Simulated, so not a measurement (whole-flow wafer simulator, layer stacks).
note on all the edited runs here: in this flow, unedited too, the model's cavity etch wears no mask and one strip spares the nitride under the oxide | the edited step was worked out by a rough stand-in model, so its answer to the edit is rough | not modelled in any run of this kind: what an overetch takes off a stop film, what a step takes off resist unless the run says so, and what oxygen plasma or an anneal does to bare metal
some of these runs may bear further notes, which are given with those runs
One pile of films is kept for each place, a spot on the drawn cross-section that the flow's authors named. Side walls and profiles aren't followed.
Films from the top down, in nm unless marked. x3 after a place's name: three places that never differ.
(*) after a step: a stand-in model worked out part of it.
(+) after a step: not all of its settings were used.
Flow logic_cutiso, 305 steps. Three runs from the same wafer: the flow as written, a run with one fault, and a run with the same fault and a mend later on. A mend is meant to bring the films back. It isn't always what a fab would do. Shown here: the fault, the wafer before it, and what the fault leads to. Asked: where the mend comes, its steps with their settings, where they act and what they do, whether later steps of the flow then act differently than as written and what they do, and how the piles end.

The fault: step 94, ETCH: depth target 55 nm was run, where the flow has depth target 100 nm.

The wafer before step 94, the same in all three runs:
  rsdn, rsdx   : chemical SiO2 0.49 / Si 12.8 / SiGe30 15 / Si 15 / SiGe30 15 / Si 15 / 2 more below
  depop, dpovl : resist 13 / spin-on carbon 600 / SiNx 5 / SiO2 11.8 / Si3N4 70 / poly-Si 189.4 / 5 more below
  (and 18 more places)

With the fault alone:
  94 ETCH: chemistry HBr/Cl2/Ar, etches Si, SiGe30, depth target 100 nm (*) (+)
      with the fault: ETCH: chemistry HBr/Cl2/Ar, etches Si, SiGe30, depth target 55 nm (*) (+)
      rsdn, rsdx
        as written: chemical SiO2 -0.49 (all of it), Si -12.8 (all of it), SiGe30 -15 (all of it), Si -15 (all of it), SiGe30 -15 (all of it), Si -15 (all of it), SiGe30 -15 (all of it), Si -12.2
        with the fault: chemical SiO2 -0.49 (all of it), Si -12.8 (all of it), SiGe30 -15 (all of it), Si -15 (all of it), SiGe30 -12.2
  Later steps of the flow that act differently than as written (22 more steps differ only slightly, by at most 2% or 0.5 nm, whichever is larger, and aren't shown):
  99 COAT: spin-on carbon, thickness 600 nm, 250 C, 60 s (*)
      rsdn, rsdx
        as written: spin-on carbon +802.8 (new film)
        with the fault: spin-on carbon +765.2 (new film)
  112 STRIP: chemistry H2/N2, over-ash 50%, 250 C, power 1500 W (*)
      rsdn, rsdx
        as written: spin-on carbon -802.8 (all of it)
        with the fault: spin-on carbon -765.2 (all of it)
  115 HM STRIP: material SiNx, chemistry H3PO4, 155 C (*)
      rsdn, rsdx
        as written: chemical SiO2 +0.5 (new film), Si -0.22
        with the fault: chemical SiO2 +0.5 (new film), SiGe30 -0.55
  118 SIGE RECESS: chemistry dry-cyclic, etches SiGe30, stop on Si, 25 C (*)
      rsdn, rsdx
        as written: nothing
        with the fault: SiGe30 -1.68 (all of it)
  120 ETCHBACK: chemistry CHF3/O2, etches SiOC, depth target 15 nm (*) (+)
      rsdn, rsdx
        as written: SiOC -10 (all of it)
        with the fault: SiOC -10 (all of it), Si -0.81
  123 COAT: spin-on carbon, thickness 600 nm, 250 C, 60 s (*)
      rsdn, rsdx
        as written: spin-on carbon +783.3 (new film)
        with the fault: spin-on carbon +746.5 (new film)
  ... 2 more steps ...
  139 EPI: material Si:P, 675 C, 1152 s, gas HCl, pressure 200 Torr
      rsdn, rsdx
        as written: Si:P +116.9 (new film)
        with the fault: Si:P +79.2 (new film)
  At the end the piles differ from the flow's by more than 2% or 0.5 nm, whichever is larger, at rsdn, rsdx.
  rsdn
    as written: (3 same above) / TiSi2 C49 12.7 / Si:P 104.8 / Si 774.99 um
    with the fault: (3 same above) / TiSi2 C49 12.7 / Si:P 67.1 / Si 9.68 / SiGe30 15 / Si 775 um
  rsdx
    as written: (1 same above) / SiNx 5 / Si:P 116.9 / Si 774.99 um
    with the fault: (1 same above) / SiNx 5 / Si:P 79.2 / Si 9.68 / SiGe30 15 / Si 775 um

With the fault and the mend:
  The mend comes after step 94.
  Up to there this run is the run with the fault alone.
  94a ETCH: chemistry HBr/Cl2/Ar, etches Si, SiGe30, depth target 45 nm (*) (+) (the flow's step 94 once more, with other settings)
      rsdn, rsdx
        SiGe30 -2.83 (all of it), Si -15 (all of it), SiGe30 -15 (all of it), Si -12.2
  No later step of the flow acts differently than as written at any place that is followed.
  At the end the piles are the same as the flow's at every place that both follow.
